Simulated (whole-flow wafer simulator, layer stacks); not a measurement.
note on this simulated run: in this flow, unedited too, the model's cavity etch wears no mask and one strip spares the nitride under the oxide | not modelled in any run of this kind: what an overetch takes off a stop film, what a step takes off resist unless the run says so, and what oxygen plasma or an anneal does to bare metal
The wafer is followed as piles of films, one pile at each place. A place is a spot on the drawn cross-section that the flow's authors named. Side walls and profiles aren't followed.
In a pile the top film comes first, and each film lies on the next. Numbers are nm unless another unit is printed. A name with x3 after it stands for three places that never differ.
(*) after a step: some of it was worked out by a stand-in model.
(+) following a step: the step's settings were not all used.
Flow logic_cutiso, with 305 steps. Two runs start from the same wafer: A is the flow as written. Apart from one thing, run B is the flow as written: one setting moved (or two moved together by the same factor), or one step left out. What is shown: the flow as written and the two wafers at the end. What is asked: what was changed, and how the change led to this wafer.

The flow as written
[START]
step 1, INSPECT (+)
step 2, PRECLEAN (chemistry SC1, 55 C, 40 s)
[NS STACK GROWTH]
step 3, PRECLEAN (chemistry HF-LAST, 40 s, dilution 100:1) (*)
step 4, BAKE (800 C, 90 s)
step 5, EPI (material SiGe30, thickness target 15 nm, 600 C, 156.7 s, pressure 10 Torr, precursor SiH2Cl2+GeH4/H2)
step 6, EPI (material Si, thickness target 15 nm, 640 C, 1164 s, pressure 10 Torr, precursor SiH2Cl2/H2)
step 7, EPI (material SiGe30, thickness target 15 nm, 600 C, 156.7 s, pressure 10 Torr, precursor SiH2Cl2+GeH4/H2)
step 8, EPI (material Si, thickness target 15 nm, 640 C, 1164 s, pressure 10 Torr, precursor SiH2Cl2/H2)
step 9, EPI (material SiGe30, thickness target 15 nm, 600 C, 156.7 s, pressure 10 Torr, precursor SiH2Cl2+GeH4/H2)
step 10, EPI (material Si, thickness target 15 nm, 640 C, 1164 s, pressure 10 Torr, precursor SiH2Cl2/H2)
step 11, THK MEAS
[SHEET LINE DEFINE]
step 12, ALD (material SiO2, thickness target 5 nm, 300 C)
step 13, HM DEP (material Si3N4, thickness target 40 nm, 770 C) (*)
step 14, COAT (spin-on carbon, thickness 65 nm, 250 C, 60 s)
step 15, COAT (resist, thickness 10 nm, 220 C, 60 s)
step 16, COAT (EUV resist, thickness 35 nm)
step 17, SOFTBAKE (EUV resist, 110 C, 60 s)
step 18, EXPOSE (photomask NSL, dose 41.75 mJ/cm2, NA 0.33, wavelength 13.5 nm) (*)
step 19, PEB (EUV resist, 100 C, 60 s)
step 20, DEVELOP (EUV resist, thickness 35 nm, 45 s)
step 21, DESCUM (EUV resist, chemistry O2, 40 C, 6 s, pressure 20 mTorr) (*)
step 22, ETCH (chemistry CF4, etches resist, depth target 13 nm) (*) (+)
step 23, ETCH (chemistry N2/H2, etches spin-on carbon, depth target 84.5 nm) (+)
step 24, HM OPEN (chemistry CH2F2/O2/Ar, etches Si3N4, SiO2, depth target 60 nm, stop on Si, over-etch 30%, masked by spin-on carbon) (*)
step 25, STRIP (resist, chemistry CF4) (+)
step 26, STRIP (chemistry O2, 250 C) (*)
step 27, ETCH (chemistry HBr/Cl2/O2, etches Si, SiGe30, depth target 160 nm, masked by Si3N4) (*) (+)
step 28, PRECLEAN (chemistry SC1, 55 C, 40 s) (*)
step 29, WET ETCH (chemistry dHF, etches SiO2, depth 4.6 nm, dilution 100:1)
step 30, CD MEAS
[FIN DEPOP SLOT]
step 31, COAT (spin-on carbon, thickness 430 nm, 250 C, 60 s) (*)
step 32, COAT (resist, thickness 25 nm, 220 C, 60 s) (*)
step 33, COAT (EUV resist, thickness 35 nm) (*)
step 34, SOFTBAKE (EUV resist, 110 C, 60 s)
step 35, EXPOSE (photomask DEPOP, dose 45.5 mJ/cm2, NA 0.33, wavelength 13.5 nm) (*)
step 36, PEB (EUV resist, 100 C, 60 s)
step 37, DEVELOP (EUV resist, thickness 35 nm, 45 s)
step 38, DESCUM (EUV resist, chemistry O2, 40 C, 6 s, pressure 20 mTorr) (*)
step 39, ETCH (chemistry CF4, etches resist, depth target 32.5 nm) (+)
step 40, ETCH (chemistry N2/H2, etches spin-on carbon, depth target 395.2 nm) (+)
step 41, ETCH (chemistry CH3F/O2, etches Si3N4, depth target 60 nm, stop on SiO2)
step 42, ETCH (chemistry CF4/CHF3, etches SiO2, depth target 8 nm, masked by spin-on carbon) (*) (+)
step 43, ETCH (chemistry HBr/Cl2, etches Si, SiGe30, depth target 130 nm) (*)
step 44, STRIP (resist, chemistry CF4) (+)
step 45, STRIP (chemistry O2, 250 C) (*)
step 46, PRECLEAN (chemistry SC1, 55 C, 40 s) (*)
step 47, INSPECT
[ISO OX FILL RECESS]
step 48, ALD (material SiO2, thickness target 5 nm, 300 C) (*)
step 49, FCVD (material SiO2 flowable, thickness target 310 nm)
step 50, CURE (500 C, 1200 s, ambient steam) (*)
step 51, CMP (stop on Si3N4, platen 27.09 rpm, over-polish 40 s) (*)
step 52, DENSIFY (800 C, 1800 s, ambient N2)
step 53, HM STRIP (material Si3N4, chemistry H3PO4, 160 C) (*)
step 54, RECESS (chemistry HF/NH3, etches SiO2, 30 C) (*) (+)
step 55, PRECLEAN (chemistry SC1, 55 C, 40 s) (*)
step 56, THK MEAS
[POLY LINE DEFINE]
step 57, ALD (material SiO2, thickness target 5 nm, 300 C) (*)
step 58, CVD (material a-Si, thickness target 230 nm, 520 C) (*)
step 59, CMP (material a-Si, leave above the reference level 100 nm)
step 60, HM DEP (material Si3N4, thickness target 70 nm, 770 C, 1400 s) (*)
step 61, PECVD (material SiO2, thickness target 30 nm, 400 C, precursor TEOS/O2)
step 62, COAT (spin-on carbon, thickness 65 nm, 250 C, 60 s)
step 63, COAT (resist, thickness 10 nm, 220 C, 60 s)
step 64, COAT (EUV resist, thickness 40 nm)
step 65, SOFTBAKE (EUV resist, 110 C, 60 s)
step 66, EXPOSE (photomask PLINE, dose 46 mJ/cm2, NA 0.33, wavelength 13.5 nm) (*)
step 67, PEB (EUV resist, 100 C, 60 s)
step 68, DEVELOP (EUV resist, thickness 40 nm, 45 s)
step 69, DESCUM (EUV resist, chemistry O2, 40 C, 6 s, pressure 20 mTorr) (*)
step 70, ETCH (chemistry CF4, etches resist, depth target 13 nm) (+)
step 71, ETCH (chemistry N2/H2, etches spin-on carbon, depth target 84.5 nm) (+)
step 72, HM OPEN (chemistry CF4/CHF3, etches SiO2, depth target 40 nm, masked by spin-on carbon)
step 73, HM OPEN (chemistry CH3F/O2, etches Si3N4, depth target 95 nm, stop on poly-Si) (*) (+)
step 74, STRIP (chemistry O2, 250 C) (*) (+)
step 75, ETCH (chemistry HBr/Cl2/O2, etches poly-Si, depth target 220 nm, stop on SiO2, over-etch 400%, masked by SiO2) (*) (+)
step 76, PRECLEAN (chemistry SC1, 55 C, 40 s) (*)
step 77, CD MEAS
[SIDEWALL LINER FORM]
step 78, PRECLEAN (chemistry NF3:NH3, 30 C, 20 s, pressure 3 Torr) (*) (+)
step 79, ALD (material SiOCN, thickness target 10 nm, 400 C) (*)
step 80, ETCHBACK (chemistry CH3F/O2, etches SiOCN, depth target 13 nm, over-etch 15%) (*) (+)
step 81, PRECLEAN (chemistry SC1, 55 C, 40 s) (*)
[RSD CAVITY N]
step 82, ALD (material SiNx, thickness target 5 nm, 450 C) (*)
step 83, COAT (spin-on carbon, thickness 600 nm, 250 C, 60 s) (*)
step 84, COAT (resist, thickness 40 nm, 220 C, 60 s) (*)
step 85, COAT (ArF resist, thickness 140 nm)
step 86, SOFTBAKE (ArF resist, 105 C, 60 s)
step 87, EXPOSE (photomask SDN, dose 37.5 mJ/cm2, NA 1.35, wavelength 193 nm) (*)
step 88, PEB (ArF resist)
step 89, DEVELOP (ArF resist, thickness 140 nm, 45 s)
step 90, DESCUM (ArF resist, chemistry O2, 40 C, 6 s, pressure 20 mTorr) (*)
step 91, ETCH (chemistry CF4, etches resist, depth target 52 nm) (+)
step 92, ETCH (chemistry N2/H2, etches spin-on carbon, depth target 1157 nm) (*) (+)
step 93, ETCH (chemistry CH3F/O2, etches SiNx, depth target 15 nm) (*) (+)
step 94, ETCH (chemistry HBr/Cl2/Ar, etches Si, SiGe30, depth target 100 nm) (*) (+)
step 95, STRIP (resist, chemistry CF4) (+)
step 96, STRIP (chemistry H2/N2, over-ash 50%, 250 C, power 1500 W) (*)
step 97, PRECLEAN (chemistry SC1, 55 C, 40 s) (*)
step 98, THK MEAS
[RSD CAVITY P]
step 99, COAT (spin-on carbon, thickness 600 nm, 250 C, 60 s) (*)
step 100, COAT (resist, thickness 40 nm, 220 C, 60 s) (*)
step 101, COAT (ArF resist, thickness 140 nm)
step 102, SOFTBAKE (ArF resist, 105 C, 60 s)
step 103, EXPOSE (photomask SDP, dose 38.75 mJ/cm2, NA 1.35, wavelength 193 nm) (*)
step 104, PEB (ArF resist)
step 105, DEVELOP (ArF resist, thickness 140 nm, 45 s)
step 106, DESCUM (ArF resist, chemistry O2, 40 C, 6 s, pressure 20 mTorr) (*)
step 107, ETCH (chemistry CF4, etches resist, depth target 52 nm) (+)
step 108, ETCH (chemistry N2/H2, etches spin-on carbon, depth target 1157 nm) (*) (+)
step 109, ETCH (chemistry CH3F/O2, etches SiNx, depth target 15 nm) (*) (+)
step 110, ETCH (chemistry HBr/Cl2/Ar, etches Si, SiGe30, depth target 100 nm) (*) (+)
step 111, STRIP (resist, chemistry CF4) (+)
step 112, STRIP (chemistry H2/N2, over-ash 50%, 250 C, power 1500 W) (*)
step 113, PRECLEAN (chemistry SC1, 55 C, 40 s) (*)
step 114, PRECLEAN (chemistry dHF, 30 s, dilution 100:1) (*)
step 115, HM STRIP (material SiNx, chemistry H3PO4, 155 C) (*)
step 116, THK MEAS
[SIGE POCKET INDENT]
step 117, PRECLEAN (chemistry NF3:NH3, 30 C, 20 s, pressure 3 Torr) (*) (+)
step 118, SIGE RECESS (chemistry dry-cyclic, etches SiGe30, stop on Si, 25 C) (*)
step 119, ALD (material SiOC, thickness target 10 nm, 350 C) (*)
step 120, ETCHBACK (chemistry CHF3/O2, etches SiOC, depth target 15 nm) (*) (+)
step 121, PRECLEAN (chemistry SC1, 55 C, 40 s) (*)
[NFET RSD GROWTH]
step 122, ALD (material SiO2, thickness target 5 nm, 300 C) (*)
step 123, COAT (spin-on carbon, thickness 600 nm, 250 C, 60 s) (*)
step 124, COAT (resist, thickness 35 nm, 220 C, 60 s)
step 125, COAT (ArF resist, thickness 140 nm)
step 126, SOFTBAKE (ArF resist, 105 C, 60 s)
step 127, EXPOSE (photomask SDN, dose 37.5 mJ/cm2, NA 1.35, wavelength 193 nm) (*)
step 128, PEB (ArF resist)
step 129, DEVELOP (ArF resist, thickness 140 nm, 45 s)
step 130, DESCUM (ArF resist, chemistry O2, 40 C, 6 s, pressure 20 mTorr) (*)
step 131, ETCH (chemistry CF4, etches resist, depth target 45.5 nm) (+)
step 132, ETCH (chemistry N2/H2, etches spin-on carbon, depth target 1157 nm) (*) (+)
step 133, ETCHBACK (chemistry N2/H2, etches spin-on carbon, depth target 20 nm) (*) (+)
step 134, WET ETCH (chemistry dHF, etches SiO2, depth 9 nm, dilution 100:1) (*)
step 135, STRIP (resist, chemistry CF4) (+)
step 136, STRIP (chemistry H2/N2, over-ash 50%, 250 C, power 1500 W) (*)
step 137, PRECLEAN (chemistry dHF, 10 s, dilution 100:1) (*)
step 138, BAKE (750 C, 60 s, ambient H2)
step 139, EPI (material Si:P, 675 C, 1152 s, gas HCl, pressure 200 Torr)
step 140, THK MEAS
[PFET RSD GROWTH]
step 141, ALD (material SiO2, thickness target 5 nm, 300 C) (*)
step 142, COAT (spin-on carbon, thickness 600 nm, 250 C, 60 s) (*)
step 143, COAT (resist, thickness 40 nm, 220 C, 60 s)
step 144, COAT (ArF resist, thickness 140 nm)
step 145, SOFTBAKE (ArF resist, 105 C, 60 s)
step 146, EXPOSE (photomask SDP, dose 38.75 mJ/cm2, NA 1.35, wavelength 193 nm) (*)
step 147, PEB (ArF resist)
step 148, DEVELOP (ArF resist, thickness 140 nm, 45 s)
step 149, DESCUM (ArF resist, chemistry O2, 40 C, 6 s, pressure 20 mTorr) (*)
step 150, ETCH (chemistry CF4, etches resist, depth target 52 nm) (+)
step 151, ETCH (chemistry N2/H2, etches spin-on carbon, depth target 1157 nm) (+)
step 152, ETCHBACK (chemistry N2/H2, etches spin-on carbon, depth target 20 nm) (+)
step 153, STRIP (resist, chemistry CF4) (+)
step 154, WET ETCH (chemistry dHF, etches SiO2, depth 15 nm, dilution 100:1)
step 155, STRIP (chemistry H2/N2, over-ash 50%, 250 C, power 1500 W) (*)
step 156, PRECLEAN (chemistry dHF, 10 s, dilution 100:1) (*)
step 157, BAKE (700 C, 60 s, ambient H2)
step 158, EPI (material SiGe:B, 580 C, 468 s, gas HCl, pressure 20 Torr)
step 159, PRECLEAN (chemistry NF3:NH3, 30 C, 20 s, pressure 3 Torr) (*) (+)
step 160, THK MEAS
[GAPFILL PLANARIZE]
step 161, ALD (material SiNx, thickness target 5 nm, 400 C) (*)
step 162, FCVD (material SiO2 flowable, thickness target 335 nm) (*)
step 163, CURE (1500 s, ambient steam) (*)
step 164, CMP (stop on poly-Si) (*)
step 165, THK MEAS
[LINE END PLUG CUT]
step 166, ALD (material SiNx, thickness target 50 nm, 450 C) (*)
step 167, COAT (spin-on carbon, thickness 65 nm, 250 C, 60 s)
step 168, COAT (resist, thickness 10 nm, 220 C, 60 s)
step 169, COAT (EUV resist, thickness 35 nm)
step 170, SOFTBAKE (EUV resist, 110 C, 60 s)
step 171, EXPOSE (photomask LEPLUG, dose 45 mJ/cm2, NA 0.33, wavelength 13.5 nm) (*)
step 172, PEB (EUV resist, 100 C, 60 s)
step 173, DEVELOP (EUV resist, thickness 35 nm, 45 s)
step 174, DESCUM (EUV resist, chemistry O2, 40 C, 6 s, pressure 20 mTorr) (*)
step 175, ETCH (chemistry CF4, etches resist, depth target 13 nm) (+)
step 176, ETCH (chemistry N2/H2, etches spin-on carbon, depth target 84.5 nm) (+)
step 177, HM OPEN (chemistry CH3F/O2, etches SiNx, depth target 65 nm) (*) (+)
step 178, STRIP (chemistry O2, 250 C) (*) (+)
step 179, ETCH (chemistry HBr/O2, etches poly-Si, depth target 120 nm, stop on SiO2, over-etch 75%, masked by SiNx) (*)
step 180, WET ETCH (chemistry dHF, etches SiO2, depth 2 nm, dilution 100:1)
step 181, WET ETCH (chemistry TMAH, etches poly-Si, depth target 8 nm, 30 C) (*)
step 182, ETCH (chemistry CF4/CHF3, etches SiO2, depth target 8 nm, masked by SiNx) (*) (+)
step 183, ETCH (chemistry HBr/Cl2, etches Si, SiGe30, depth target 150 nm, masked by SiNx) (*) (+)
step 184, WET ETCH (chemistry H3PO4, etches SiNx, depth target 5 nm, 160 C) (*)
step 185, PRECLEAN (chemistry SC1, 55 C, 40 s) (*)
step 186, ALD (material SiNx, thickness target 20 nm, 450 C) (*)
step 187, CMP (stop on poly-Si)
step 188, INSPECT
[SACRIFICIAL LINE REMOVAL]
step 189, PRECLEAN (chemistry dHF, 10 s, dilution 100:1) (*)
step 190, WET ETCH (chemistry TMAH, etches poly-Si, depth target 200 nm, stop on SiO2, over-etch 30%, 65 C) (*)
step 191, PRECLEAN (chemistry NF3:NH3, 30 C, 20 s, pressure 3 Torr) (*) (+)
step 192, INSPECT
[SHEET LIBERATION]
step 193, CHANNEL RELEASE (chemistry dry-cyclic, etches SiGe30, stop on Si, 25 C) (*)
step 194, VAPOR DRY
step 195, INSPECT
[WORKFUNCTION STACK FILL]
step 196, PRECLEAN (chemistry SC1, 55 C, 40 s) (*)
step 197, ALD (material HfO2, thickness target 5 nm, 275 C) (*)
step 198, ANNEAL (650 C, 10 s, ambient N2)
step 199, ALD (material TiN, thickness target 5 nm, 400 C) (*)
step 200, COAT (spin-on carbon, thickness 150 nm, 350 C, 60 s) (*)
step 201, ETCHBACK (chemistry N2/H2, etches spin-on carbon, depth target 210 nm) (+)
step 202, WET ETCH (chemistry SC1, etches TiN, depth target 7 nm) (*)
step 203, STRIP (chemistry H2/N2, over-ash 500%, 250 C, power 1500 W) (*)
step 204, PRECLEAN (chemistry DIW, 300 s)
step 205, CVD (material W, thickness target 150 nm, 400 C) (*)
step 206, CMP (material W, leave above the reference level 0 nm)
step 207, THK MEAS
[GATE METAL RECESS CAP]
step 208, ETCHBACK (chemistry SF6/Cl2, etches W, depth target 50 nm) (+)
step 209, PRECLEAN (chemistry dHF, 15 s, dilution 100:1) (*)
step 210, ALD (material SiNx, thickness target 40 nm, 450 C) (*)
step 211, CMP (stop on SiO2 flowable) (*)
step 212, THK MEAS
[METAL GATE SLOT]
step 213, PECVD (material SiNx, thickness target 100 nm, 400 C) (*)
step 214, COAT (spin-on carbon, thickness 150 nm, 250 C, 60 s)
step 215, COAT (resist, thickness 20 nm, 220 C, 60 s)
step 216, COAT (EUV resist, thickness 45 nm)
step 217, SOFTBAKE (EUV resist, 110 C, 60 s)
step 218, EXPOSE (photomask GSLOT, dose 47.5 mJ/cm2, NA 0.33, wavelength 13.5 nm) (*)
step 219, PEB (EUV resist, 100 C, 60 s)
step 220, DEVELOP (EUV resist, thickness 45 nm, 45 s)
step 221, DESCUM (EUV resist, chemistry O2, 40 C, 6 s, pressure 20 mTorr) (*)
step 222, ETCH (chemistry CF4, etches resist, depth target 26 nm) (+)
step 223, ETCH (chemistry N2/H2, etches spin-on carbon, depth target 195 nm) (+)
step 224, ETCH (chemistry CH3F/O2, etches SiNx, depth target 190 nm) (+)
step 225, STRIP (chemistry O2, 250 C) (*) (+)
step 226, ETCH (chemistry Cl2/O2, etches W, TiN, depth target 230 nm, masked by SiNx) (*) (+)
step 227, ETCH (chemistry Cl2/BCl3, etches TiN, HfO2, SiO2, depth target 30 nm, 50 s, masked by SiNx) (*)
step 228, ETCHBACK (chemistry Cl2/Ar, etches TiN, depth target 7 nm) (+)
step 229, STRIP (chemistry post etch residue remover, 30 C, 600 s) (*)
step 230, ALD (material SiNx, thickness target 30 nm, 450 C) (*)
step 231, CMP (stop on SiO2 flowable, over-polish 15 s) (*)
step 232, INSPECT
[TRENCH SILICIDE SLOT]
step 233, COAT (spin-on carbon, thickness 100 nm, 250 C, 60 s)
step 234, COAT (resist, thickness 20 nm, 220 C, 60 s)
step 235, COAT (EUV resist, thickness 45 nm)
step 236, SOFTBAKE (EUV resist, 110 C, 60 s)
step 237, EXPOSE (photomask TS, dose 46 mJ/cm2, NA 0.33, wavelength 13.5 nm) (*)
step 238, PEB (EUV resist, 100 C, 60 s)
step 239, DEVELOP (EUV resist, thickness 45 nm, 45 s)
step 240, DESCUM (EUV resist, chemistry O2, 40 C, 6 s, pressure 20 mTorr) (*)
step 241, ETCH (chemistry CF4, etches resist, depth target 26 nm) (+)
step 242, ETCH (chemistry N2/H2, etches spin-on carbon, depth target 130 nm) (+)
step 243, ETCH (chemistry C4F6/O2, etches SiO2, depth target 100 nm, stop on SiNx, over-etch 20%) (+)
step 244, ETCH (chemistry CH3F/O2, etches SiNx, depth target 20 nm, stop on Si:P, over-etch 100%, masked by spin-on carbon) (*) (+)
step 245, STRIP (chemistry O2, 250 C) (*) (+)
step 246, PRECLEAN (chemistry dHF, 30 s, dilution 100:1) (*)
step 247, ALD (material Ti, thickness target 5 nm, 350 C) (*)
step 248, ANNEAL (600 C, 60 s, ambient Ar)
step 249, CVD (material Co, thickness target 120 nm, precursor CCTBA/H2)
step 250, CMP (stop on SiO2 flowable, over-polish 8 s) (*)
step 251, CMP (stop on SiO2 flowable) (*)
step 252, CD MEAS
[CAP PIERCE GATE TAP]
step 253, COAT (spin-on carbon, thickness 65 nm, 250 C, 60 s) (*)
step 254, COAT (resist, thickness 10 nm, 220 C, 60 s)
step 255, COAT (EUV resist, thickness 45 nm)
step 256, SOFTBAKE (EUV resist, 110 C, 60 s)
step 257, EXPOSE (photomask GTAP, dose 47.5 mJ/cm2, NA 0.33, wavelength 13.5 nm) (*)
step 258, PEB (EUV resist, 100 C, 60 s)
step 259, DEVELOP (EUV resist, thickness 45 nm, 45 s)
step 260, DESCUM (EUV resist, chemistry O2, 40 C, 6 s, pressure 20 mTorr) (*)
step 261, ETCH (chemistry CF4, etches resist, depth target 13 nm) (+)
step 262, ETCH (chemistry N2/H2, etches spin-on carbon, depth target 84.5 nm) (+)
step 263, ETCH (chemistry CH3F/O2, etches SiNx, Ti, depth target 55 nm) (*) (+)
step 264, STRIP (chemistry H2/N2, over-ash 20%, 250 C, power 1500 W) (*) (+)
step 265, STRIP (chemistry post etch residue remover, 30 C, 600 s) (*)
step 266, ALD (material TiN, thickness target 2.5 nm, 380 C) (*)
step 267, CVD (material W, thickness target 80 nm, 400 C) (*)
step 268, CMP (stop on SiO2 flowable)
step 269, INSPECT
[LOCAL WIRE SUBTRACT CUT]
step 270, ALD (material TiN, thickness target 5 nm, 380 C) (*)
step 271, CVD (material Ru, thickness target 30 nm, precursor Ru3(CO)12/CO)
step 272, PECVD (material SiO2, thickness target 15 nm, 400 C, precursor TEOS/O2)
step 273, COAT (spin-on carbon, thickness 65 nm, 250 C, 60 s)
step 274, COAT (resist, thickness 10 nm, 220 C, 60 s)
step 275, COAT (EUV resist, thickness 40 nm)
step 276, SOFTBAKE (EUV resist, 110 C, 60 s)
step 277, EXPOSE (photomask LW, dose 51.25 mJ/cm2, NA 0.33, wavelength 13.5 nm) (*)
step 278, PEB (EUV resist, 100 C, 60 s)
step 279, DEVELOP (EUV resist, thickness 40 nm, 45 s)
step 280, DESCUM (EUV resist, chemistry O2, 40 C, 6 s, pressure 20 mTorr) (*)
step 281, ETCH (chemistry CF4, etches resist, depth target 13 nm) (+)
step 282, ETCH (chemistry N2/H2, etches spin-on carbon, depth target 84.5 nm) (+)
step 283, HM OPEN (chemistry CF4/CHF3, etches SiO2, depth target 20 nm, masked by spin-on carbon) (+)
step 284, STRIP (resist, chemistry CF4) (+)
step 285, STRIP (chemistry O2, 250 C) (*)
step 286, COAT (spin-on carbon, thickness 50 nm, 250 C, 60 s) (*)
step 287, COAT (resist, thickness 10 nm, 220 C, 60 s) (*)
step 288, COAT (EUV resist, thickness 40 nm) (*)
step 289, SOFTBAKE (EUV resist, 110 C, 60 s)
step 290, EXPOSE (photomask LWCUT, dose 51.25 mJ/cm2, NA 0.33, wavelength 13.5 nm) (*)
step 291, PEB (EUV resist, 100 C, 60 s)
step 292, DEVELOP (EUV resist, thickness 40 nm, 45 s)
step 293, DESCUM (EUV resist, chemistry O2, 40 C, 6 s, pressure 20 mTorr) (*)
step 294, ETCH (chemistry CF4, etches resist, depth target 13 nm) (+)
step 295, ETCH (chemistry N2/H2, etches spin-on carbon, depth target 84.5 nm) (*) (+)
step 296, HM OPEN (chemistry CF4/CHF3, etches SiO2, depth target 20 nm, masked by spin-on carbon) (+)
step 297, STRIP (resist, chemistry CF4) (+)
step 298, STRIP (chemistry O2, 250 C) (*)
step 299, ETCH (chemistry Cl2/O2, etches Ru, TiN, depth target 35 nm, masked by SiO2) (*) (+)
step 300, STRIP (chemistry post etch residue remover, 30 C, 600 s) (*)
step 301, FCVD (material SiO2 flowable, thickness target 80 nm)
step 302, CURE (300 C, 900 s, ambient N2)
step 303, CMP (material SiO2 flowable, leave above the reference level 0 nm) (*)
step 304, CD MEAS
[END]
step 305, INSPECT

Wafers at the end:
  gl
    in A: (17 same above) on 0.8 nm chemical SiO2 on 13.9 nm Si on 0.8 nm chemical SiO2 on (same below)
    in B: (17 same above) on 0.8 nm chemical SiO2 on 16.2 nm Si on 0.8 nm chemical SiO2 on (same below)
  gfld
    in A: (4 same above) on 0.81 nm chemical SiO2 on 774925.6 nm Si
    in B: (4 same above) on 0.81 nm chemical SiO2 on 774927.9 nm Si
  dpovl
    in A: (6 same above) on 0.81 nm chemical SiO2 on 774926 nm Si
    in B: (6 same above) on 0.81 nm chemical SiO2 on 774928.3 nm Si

What caused this: step 6, EPI: thickness target 17.2 nm was run, whereas the flow has thickness target 15 nm; step 6, EPI: 1339 s was run, where the flow has 1164 s.

Step by step, how the change led to this:
  step 6, EPI (material Si, thickness target 15 nm, 640 C, 1164 s, pressure 10 Torr, precursor SiH2Cl2/H2)
      depop, dpovl, gfld and 19 more: A +15 Si (new film) | B +17.3 Si (new film)
  step 27, ETCH (chemistry HBr/Cl2/O2, etches Si, SiGe30, depth target 160 nm, masked by Si3N4) (*) (+)
      gfld, gxf, iso, lnri: A -0.79 chemical SiO2 (all of it), -11.4 Si (all of it), -15 SiGe30 (all of it), -15 Si (all of it), -15 SiGe30 (all of it), -15 Si (all of it), -15 SiGe30 (all of it), -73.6 Si | B -0.79 chemical SiO2 (all of it), -11.4 Si (all of it), -15 SiGe30 (all of it), -15 Si (all of it), -15 SiGe30 (all of it), -17.3 Si (all of it), -15 SiGe30 (all of it), -71.4 Si
      dpovl, nsgap: A -0.79 chemical SiO2 (all of it), -11.8 Si (all of it), -15 SiGe30 (all of it), -15 Si (all of it), -15 SiGe30 (all of it), -15 Si (all of it), -15 SiGe30 (all of it), -73.2 Si | B -0.79 chemical SiO2 (all of it), -11.8 Si (all of it), -15 SiGe30 (all of it), -15 Si (all of it), -15 SiGe30 (all of it), -17.3 Si (all of it), -15 SiGe30 (all of it), -71 Si
      (and at 1 other place as well)
  step 43, ETCH (chemistry HBr/Cl2, etches Si, SiGe30, depth target 130 nm) (*)
      depop: A -14 Si (all of it), -15 SiGe30 (all of it), -15 Si (all of it), -15 SiGe30 (all of it), -15 Si (all of it), -15 SiGe30 (all of it), -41 Si | B -14 Si (all of it), -15 SiGe30 (all of it), -15 Si (all of it), -15 SiGe30 (all of it), -17.3 Si (all of it), -15 SiGe30 (all of it), -38.7 Si
  step 94, ETCH (chemistry HBr/Cl2/Ar, etches Si, SiGe30, depth target 100 nm) (*) (+)
      rsdn, rsdx: A -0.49 chemical SiO2 (all of it), -12.8 Si (all of it), -15 SiGe30 (all of it), -15 Si (all of it), -15 SiGe30 (all of it), -15 Si (all of it), -15 SiGe30 (all of it), -12.2 Si | B -0.49 chemical SiO2 (all of it), -12.8 Si (all of it), -15 SiGe30 (all of it), -15 Si (all of it), -15 SiGe30 (all of it), -17.3 Si (all of it), -15 SiGe30 (all of it), -9.91 Si
  step 110, ETCH (chemistry HBr/Cl2/Ar, etches Si, SiGe30, depth target 100 nm) (*) (+)
      rsdp, rsdw: A -0.49 chemical SiO2 (all of it), -12.8 Si (all of it), -15 SiGe30 (all of it), -15 Si (all of it), -15 SiGe30 (all of it), -15 Si (all of it), -15 SiGe30 (all of it), -12.2 Si | B -0.49 chemical SiO2 (all of it), -12.8 Si (all of it), -15 SiGe30 (all of it), -15 Si (all of it), -15 SiGe30 (all of it), -17.3 Si (all of it), -15 SiGe30 (all of it), -9.91 Si
  step 183, ETCH (chemistry HBr/Cl2, etches Si, SiGe30, depth target 150 nm, masked by SiNx) (*) (+)
      plug: A -13.6 Si (all of it), -15 SiGe30 (all of it), -15 Si (all of it), -15 SiGe30 (all of it), -15 Si (all of it), -15 SiGe30 (all of it), -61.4 Si | B -13.6 Si (all of it), -15 SiGe30 (all of it), -15 Si (all of it), -15 SiGe30 (all of it), -17.3 Si (all of it), -15 SiGe30 (all of it), -59.2 Si
